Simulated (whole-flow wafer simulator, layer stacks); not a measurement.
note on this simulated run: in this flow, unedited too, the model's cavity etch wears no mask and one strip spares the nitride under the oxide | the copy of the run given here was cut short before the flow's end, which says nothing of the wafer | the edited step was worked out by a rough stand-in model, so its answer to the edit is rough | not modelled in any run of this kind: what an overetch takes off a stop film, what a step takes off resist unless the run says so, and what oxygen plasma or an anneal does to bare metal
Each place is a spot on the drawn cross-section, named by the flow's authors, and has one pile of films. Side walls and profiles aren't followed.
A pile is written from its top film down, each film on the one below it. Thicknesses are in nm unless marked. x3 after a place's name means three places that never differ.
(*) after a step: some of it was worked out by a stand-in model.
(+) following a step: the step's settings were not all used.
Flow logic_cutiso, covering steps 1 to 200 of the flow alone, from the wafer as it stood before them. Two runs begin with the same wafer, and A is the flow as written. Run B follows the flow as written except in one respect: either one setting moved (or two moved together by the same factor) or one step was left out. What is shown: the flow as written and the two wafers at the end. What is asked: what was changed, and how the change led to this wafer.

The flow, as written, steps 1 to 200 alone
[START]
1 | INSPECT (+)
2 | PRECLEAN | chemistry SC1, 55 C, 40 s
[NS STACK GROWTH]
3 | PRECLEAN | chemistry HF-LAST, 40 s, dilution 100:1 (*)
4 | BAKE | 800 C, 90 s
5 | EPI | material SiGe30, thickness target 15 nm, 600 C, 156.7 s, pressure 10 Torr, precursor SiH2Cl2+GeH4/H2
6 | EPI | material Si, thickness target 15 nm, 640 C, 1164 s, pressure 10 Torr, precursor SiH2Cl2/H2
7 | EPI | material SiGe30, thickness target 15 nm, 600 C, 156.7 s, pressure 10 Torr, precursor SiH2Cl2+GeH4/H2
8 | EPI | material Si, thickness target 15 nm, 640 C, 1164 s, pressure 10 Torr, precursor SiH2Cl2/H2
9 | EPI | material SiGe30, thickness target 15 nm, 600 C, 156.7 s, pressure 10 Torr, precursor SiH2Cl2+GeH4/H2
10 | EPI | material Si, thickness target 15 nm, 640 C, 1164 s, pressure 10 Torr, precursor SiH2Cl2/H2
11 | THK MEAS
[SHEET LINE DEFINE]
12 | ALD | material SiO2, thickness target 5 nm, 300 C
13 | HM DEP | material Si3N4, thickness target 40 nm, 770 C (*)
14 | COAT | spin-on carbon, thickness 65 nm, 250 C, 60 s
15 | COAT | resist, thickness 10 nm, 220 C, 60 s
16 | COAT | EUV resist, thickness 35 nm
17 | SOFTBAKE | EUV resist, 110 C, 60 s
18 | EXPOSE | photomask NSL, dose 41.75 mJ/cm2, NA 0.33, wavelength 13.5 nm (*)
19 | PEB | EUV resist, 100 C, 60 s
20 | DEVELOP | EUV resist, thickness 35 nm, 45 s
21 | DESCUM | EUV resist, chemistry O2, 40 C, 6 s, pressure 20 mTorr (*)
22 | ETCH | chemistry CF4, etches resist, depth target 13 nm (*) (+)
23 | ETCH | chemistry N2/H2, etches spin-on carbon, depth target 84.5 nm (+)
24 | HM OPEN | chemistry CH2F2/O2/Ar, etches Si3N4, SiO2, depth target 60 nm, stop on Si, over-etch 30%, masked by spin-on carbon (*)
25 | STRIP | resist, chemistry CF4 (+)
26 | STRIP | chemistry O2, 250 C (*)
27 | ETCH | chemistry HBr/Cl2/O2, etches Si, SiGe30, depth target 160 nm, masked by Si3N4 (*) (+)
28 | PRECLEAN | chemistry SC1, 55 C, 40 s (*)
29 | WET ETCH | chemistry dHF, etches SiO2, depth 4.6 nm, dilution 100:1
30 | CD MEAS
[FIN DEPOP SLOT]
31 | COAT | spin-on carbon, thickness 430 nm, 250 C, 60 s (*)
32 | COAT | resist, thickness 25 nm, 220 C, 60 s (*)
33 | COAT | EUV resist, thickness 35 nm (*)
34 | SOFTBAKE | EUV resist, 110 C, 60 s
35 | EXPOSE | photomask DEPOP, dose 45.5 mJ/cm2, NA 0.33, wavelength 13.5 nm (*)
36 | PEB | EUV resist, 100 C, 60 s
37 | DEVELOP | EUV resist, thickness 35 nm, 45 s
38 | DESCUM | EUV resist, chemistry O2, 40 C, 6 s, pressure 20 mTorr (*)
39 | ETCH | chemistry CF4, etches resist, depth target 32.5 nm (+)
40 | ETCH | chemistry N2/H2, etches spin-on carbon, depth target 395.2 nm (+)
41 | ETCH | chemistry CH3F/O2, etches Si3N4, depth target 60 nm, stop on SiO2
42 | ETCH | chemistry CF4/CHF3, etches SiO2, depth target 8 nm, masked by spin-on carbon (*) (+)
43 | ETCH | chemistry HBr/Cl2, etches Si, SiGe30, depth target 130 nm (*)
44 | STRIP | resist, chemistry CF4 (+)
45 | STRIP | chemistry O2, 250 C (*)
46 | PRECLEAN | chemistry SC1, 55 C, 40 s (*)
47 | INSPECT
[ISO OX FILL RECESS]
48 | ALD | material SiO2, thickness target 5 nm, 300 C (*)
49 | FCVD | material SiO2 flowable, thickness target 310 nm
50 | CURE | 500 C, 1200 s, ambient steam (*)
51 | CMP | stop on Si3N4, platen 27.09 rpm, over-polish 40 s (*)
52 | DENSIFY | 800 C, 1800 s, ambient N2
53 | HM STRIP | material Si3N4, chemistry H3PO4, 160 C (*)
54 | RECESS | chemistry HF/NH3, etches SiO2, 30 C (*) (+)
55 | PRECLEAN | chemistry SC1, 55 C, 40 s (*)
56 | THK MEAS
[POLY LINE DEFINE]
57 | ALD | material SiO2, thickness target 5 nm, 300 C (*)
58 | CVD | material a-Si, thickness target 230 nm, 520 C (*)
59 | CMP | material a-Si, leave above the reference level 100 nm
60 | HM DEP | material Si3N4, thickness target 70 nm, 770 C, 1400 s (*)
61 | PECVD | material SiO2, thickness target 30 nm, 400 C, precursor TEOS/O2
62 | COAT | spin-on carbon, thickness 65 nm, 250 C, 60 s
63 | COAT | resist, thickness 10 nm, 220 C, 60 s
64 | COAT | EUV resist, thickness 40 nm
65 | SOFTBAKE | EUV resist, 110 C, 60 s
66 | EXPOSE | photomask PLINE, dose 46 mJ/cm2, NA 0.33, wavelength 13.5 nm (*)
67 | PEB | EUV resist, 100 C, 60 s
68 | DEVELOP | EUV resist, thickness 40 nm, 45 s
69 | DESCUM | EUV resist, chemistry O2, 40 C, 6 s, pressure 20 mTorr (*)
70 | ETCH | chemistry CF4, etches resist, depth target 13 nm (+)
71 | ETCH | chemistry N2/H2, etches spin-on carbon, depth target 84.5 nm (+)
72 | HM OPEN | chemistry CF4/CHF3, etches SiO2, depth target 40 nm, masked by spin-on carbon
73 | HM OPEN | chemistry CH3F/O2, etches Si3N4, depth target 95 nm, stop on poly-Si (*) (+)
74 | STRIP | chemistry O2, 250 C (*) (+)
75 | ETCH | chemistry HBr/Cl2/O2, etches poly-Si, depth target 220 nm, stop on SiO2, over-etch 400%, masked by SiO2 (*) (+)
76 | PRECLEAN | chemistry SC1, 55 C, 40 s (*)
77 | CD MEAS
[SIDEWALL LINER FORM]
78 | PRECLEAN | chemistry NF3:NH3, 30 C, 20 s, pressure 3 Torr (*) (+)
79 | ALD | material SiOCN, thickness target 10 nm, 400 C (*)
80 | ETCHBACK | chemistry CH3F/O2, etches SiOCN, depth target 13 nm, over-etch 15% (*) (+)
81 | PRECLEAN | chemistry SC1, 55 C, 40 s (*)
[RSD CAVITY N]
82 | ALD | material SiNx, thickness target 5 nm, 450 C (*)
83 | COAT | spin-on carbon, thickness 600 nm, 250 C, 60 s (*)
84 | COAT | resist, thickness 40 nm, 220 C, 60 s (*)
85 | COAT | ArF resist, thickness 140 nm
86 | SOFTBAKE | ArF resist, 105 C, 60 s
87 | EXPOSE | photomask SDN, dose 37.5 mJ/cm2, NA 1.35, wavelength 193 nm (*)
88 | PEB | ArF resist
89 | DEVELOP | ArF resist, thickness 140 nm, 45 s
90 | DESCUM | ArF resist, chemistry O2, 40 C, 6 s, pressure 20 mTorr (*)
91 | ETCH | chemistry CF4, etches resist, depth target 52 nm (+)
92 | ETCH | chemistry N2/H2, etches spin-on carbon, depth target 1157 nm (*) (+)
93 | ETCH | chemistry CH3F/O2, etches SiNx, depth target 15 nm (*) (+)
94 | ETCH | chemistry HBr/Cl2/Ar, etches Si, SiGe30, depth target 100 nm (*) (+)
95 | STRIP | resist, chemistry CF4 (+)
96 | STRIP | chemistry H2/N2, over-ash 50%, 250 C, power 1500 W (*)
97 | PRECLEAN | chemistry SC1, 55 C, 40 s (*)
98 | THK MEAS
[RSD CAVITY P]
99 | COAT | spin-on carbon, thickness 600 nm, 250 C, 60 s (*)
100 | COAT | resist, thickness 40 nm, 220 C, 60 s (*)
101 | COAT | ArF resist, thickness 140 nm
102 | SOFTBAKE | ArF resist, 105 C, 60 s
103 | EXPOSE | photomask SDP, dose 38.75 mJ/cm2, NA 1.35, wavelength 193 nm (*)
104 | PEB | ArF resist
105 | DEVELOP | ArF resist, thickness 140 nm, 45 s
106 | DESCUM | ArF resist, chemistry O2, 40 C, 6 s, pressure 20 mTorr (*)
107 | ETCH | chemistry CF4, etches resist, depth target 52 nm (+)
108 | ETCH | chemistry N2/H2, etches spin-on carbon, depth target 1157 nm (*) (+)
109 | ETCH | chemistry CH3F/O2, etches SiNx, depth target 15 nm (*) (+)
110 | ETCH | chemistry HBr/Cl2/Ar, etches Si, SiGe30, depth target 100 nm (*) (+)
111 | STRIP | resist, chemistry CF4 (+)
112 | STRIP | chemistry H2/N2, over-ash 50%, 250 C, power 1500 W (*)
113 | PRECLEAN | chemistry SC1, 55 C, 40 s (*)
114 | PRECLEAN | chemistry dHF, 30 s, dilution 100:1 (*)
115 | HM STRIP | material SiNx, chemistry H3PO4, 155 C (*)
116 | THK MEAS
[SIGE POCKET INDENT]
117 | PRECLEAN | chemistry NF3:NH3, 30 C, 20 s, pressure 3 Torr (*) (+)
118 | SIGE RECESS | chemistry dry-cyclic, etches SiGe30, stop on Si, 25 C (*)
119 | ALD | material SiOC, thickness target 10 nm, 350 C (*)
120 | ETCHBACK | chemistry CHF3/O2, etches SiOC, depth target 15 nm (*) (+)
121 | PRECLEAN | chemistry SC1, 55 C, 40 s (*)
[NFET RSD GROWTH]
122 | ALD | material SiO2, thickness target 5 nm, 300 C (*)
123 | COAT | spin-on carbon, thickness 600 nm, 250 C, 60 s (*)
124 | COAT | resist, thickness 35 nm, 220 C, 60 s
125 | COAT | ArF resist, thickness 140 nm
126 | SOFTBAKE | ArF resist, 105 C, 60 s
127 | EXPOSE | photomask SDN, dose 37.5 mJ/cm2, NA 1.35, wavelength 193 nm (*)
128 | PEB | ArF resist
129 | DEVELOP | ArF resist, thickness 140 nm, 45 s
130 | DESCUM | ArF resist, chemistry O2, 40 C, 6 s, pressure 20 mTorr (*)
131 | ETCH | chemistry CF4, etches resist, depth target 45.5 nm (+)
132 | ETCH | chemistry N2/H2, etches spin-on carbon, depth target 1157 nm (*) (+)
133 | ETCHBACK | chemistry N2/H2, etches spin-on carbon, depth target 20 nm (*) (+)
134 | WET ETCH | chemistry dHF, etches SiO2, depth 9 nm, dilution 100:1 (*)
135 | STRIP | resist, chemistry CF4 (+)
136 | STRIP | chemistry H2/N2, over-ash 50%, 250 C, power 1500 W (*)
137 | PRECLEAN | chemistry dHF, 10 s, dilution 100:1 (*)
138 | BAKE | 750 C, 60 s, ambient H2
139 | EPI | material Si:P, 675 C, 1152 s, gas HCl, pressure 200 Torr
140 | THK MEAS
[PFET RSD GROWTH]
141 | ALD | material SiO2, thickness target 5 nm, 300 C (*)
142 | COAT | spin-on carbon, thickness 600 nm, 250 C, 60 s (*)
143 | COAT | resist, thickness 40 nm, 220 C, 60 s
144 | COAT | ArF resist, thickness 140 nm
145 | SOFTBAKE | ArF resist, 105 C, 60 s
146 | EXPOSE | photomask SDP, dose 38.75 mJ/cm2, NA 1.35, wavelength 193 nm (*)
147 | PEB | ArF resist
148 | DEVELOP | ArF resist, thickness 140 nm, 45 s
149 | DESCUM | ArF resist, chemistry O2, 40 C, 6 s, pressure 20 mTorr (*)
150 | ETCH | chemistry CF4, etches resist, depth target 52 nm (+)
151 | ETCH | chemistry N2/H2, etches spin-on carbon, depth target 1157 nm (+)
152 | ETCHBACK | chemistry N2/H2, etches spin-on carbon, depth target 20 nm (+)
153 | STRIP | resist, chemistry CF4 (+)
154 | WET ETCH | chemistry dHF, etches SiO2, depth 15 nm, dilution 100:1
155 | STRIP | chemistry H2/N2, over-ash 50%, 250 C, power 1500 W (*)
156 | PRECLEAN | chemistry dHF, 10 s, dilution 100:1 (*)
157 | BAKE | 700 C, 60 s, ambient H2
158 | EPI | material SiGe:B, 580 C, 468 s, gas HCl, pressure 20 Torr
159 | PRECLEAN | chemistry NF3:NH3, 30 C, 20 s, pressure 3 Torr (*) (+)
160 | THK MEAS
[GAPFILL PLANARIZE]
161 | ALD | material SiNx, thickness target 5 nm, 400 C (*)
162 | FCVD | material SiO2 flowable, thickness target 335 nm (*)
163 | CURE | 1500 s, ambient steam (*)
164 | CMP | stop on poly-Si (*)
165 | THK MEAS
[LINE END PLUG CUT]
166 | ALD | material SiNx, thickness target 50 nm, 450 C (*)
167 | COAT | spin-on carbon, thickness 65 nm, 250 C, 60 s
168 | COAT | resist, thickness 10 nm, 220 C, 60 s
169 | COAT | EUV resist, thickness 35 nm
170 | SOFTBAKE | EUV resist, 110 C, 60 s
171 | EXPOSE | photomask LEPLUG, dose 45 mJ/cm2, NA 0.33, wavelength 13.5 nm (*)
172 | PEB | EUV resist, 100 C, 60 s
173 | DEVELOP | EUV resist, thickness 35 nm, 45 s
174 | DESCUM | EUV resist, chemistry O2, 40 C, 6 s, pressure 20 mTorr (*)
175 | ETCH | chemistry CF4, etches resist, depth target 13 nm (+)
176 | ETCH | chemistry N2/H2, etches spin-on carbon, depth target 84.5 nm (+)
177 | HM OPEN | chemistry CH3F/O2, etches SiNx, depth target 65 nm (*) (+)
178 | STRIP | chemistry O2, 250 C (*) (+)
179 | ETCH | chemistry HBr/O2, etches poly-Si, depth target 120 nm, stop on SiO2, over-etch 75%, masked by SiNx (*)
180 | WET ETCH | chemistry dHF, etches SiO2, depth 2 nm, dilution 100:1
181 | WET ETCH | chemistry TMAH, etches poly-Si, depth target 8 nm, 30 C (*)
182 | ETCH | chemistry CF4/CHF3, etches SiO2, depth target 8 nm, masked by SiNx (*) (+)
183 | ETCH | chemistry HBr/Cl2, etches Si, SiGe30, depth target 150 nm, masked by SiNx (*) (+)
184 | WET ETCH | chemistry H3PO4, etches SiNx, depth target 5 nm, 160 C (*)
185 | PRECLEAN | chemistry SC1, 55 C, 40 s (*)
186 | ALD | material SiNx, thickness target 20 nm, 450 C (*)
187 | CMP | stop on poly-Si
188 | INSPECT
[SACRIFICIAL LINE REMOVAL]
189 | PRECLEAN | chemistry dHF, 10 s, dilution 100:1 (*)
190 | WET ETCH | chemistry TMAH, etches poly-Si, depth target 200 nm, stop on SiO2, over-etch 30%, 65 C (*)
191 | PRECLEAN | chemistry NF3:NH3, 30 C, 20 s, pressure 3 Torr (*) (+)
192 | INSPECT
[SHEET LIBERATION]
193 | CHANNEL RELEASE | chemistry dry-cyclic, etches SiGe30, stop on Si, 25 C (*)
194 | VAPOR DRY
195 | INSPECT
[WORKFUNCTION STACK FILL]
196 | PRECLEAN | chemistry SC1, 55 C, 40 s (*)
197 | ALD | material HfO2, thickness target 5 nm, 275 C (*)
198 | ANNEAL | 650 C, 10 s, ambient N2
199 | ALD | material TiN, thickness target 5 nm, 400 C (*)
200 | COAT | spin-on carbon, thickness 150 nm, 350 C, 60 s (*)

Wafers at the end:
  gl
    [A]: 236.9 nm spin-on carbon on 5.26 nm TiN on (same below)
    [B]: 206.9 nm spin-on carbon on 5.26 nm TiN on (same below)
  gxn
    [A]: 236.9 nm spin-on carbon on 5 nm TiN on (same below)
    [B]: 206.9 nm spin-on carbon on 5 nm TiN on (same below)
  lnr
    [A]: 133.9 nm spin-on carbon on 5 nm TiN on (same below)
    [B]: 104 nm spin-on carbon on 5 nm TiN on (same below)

What caused this: step 200, COAT: thickness 120 nm was run, whereas the flow has thickness 150 nm.

The path from the change to this, step by step:
  200 | COAT | spin-on carbon, thickness 150 nm, 350 C, 60 s (*)
      gl, glp, gxn, gxp: A spin-on carbon gains 236.9 (new film) | B spin-on carbon gains 206.9 (new film)
      lnr, lnrp: A spin-on carbon gains 133.9 (new film) | B spin-on carbon gains 104 (new film)
      (and at 16 other places as well)
